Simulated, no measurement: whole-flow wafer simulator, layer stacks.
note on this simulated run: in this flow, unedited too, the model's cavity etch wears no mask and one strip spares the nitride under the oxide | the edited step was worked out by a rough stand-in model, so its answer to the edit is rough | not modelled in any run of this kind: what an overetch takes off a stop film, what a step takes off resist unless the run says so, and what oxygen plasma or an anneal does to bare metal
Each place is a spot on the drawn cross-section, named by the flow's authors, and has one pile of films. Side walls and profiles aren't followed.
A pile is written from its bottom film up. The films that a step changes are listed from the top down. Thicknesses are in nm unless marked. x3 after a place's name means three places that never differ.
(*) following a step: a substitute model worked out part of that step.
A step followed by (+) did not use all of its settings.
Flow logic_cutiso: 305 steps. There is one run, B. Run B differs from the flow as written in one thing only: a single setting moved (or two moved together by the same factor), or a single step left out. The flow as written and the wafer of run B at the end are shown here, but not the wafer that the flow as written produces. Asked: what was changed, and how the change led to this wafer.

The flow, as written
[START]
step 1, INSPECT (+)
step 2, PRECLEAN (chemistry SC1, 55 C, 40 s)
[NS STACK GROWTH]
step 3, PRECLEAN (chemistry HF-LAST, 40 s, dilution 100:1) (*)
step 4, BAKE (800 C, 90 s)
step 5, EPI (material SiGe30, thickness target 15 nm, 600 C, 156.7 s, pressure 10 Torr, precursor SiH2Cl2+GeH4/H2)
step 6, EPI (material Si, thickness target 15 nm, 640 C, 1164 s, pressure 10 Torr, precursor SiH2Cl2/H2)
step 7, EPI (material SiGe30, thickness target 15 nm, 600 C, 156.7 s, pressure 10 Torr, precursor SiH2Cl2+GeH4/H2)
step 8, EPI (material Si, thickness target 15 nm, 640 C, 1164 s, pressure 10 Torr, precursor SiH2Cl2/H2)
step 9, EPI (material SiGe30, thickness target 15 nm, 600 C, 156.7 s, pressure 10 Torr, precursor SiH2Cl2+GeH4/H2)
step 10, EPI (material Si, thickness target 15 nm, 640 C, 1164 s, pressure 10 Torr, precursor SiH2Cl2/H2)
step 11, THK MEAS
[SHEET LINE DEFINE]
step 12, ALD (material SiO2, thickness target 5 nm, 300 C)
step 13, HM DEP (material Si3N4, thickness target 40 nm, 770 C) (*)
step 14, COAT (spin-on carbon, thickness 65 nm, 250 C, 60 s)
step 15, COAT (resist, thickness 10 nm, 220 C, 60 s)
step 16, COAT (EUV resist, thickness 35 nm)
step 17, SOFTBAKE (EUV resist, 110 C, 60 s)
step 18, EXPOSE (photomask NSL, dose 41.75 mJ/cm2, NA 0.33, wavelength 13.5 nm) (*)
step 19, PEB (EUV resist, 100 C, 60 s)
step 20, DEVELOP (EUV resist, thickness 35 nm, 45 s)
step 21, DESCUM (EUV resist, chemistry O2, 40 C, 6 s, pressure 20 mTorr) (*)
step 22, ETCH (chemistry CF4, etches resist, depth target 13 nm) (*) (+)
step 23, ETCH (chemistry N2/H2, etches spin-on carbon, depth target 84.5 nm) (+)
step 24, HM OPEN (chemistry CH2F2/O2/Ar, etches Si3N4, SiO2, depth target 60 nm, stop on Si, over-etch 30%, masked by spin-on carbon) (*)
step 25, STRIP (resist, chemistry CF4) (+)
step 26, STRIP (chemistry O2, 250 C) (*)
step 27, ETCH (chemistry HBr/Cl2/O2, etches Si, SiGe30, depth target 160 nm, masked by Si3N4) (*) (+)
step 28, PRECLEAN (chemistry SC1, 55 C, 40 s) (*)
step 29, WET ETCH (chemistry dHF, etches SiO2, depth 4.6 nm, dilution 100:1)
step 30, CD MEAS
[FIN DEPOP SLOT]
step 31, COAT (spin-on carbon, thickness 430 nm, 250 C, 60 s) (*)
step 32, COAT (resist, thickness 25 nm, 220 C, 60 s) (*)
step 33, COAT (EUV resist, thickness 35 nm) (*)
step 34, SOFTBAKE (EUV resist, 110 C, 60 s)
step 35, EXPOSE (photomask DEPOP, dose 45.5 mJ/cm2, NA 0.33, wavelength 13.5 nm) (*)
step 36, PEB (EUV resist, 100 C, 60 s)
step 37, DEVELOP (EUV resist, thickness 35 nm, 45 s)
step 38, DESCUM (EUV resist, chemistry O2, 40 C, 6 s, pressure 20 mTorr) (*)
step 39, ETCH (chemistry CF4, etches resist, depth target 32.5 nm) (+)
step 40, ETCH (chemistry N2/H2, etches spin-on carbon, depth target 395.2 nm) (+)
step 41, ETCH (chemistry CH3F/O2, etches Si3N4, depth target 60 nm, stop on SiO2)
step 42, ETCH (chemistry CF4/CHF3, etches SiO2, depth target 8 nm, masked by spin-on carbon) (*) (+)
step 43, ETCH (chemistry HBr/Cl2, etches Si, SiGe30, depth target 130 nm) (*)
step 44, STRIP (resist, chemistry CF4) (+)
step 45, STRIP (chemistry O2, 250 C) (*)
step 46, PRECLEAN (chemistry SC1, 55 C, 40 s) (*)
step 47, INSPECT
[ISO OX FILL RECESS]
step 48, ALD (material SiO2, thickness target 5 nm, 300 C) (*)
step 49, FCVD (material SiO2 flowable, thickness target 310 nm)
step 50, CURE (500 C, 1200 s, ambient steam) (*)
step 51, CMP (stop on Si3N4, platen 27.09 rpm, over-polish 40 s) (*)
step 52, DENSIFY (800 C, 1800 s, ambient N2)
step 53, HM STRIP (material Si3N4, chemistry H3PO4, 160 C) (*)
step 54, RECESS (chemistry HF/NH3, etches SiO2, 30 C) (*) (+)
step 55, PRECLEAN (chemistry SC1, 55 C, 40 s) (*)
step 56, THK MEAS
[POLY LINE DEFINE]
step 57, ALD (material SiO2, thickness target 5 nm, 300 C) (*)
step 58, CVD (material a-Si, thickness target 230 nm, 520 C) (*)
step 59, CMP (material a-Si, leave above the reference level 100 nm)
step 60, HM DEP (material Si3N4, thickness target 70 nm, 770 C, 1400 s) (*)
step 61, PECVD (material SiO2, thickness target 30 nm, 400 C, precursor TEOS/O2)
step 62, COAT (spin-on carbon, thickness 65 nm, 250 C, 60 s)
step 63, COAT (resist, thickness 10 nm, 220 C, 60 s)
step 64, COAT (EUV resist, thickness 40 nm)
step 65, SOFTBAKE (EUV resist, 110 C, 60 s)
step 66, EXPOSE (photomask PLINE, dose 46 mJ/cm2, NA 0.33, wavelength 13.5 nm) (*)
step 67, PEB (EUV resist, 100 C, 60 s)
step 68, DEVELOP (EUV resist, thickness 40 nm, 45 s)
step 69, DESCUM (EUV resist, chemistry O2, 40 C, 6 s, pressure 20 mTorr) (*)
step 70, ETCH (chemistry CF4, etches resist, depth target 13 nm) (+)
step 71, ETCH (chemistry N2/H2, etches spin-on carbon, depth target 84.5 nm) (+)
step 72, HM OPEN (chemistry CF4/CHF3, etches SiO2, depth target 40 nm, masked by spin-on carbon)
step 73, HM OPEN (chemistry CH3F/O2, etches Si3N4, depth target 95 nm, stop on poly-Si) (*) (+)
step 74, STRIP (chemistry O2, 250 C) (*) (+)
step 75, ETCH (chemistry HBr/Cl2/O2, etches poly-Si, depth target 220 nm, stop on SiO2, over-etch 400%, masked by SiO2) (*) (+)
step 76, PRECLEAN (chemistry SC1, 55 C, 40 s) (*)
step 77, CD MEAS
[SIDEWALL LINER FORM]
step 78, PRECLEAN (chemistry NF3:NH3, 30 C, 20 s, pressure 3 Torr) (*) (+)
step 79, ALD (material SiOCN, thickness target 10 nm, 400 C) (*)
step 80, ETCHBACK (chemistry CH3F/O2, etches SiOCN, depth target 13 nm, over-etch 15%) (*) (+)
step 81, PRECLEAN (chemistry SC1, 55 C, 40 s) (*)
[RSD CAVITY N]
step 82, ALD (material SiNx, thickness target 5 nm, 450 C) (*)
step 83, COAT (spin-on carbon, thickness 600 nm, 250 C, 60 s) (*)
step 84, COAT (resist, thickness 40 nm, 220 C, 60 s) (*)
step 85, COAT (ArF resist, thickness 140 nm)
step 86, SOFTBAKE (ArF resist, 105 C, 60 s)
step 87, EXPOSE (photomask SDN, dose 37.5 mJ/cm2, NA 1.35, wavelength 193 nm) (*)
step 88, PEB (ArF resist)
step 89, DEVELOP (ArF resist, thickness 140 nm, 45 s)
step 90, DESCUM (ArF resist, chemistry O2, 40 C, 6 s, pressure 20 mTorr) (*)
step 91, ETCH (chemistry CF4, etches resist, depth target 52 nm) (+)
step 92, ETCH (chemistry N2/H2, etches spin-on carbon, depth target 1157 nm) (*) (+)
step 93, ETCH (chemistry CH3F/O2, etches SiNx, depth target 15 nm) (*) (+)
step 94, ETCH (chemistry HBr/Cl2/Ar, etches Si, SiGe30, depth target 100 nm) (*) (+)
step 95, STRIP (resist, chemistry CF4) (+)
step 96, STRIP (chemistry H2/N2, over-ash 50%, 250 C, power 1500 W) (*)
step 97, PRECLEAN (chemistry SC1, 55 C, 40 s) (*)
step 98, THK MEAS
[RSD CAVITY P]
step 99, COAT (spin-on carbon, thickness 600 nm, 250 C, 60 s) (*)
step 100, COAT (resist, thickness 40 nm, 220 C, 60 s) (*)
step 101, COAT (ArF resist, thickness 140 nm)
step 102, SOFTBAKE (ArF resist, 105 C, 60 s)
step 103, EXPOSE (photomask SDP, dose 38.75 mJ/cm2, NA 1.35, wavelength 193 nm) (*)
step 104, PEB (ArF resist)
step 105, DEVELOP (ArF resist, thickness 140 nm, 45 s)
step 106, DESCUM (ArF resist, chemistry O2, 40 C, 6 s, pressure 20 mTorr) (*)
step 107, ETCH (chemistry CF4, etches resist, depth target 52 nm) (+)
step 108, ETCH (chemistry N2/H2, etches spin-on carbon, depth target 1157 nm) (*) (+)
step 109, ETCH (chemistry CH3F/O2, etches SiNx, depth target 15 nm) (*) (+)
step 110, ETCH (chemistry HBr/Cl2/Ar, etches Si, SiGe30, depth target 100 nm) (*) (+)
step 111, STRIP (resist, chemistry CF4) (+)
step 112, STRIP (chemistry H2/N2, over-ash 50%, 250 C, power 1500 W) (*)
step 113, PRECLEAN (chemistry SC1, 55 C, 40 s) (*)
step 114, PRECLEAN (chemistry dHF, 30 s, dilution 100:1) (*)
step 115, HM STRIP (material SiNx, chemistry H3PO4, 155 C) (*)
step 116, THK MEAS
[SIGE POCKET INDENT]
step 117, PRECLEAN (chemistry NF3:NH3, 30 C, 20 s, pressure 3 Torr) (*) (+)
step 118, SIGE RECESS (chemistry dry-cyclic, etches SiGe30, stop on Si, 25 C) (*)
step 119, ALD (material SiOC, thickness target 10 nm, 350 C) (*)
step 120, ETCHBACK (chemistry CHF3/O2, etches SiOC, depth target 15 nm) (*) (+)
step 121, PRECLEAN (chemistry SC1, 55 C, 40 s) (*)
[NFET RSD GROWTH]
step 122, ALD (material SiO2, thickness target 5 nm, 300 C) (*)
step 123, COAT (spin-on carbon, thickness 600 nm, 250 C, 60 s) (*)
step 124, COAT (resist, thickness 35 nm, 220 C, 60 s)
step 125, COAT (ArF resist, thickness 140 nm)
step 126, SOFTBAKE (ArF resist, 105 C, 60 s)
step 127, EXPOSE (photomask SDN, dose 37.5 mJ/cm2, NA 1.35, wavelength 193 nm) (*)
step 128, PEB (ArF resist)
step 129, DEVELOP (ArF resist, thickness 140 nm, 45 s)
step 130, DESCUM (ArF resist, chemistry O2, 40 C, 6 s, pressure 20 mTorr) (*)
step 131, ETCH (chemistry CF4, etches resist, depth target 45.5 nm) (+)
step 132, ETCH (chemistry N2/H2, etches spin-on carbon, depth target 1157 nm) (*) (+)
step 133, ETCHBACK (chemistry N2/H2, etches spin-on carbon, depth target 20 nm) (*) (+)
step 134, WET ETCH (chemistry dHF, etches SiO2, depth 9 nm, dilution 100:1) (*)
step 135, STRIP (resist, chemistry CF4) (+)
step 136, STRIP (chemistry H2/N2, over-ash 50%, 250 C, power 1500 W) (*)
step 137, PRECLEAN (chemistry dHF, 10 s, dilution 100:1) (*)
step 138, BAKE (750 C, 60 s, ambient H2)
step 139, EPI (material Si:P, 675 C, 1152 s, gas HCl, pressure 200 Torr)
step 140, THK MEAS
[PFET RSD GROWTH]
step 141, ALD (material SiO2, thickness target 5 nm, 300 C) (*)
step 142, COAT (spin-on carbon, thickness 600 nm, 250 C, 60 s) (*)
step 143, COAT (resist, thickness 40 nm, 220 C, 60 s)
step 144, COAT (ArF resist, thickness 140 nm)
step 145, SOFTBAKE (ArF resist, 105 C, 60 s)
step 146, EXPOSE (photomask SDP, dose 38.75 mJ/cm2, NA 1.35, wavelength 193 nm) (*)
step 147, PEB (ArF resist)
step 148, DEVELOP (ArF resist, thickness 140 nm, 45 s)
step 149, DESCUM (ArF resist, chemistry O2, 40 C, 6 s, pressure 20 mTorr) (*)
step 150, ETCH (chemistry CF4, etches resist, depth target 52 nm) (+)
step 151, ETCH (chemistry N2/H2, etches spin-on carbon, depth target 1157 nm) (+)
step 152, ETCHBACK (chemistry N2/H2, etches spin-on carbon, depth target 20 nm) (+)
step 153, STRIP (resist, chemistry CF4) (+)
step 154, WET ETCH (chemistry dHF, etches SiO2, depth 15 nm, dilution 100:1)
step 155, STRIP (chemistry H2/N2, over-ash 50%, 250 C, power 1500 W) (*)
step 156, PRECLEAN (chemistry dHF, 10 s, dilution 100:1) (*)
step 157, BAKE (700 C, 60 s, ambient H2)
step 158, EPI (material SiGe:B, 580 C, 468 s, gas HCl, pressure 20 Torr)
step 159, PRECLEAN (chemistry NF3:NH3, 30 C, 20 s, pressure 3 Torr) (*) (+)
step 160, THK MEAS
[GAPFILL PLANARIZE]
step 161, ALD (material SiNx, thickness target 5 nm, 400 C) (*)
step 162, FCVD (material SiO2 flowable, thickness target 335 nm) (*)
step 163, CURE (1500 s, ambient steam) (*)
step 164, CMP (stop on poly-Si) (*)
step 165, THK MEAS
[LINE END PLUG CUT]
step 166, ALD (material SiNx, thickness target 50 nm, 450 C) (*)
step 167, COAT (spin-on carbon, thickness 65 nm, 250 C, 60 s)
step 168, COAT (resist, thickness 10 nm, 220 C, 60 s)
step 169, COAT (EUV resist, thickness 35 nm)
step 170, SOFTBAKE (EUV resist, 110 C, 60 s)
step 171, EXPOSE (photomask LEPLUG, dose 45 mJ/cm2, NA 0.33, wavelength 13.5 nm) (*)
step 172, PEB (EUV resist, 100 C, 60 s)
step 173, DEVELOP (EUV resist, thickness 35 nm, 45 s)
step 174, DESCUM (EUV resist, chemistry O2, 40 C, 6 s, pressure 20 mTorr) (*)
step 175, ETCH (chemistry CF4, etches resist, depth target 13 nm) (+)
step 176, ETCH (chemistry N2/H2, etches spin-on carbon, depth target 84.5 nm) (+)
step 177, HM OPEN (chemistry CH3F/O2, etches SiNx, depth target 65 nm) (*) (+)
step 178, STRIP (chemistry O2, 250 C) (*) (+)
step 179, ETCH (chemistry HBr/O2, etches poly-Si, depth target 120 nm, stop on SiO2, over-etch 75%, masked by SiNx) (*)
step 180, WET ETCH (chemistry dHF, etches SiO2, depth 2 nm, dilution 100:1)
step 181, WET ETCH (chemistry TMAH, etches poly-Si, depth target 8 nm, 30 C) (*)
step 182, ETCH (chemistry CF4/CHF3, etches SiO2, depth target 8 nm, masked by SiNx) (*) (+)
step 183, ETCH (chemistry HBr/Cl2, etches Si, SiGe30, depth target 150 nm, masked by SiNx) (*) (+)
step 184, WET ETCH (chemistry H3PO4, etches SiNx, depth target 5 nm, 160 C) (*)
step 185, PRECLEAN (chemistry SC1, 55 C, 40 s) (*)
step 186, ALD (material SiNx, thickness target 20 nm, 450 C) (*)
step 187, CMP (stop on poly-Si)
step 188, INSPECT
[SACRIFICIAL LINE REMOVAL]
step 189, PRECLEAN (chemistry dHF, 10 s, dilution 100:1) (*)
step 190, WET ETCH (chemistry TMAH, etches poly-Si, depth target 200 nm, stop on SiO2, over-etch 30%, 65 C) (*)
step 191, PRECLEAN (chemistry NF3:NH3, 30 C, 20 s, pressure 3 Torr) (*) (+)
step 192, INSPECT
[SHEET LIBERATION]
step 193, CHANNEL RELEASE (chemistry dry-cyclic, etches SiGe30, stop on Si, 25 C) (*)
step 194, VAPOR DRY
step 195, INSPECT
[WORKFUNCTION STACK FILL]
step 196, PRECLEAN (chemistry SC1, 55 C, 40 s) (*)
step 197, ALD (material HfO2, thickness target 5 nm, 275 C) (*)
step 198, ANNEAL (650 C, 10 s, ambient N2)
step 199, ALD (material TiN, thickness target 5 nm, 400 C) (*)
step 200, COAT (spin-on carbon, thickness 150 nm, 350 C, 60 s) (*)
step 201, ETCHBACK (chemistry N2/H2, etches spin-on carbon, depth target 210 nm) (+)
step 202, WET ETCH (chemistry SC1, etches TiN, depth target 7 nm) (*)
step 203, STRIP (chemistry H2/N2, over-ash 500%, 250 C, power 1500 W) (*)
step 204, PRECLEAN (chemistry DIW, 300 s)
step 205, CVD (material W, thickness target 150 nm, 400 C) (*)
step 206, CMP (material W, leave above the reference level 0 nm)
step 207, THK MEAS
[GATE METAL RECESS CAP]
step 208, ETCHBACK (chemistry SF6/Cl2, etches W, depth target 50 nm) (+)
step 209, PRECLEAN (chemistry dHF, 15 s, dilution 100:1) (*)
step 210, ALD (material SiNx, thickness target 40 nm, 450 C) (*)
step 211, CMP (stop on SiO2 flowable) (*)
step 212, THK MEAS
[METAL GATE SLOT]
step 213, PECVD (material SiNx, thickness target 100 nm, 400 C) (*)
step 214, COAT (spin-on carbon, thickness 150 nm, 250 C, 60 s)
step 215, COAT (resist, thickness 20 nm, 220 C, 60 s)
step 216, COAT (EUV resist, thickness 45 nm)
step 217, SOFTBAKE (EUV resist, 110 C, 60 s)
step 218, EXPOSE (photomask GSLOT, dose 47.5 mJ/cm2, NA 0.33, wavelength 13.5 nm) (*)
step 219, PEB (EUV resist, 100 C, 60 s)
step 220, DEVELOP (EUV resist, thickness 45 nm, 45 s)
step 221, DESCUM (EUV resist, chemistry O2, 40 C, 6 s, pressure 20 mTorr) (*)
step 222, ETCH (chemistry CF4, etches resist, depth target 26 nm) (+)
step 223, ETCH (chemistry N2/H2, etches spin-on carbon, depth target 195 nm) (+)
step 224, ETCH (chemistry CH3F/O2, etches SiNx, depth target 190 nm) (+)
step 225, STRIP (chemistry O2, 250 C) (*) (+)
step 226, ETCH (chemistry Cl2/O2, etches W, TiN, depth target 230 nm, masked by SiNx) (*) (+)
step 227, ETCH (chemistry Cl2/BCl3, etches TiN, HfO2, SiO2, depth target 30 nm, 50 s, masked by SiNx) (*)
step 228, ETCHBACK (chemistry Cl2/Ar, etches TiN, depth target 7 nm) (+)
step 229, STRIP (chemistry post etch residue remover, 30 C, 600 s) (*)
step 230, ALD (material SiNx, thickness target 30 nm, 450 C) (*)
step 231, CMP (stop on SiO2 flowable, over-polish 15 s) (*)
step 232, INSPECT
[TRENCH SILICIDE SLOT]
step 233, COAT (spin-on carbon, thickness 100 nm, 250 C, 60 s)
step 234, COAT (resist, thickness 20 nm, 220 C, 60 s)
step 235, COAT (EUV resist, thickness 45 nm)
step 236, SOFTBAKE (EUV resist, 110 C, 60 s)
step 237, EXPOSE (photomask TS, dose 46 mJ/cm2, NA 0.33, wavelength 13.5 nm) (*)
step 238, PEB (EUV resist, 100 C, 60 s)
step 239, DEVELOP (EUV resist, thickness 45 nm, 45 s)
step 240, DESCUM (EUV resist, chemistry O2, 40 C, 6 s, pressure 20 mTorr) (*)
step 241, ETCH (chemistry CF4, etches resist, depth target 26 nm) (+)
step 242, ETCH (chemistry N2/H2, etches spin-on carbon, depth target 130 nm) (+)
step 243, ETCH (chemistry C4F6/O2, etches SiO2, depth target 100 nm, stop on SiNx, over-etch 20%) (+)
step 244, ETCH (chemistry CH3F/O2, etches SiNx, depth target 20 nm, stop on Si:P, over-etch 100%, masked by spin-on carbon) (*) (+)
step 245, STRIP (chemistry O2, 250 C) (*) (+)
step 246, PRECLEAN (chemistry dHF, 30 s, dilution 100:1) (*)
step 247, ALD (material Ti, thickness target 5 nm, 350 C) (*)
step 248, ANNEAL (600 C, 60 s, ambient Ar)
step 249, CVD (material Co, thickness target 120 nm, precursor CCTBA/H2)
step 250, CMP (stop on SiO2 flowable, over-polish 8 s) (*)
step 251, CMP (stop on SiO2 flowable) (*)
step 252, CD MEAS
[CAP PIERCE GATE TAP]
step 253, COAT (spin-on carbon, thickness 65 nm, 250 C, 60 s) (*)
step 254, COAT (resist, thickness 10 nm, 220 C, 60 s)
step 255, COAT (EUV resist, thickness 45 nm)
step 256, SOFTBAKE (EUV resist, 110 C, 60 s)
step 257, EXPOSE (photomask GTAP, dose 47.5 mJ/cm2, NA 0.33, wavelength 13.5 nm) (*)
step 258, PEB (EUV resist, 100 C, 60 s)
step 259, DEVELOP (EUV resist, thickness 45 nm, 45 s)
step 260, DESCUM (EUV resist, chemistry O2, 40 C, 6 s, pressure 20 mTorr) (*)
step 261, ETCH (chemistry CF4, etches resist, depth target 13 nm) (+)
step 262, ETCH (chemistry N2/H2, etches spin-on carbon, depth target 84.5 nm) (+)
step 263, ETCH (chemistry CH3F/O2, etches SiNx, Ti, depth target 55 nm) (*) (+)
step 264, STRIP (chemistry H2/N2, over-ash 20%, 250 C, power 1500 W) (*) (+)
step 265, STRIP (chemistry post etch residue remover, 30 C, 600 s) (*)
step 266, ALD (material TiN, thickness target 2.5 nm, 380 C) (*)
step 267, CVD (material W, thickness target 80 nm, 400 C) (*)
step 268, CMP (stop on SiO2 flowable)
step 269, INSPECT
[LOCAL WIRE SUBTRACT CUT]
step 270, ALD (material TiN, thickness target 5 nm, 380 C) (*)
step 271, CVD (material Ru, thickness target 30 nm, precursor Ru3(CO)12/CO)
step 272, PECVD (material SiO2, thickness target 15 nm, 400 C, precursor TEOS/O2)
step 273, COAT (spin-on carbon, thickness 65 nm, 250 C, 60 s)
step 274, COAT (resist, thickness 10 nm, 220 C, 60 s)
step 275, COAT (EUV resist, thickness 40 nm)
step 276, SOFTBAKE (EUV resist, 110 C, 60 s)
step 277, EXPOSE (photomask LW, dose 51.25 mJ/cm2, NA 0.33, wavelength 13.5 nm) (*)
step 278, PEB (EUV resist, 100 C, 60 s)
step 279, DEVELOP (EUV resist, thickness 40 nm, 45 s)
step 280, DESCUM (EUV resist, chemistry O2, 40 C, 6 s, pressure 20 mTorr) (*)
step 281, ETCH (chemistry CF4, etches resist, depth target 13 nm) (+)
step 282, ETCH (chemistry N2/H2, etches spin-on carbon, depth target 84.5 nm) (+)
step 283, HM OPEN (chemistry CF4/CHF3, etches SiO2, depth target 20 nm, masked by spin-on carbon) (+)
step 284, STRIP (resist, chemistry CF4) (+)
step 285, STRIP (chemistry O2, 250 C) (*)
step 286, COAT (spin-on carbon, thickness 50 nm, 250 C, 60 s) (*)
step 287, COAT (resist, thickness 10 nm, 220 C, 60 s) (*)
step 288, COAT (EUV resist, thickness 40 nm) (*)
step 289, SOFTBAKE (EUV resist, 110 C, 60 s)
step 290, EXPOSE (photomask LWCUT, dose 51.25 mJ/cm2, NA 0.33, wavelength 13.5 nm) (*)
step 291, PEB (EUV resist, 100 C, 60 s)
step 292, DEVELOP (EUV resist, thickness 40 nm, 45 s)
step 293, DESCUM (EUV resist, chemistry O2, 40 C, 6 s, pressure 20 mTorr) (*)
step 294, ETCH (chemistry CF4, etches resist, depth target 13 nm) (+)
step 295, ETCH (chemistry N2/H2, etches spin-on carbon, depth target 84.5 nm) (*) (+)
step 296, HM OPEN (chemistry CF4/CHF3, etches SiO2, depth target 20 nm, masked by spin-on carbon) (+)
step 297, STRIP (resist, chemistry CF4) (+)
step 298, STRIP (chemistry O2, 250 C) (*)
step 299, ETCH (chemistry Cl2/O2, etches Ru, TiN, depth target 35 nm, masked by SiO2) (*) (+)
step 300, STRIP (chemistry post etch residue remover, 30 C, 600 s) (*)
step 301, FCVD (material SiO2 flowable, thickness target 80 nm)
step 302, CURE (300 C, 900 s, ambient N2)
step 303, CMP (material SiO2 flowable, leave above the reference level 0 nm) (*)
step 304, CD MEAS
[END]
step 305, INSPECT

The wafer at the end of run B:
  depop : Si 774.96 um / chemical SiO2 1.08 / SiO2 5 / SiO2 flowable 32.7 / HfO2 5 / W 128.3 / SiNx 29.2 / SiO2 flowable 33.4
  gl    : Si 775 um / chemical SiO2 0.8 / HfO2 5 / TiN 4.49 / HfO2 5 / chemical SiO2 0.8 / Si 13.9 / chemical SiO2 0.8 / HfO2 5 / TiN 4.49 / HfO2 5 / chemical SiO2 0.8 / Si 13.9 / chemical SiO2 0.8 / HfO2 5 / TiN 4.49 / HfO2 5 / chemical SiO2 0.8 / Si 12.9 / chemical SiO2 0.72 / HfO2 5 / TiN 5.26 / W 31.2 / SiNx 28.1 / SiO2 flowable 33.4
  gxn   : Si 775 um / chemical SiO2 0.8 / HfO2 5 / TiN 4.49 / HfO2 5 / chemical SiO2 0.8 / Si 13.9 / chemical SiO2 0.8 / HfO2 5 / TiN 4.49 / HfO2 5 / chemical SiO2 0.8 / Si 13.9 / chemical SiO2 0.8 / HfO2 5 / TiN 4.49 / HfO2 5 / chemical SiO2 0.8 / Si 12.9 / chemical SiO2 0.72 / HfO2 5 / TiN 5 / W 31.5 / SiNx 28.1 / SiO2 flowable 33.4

What caused this: step 270, ALD: thickness target 3 nm was run, though the flow has thickness target 5 nm.

The path from the change to this, step by step:
  step 270, ALD (material TiN, thickness target 5 nm, 380 C) (*)
      depop, dpovl, gfld and 19 more: TiN gains 3 (new film) (in the flow as written it would be: TiN gains 5 (new film))
  step 299, ETCH (chemistry Cl2/O2, etches Ru, TiN, depth target 35 nm, masked by SiO2) (*) (+)
      depop, dpovl, gfld and 9 more: Ru loses 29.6 (all of it), TiN loses 3 (all of it), SiNx loses 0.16 (in the flow as written it would be: Ru loses 29.6 (all of it), TiN loses 5 (all of it))
      iso, rsdx: Ru loses 29.6 (all of it), TiN loses 3 (all of it), SiO2 flowable loses 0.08 (in the flow as written it would be: Ru loses 29.6 (all of it), TiN loses 5 (all of it))
      (and at 4 other places as well)
  step 301, FCVD (material SiO2 flowable, thickness target 80 nm)
      lnrt, rsdn, rsdp, tap: SiO2 flowable gains 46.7 (new film) (in the flow as written it would be: SiO2 flowable gains 45.3 (new film))
  step 303, CMP (material SiO2 flowable, leave above the reference level 0 nm) (*)
      gfld, gl, glp and 10 more: SiO2 flowable loses 60.5 (in the flow as written it would be: SiO2 flowable loses 59.2)
      depop, dpovl, isow, ns, nsgap: SiO2 flowable loses 46.6 (in the flow as written it would be: SiO2 flowable loses 44.7)
      (and at 4 other places as well)
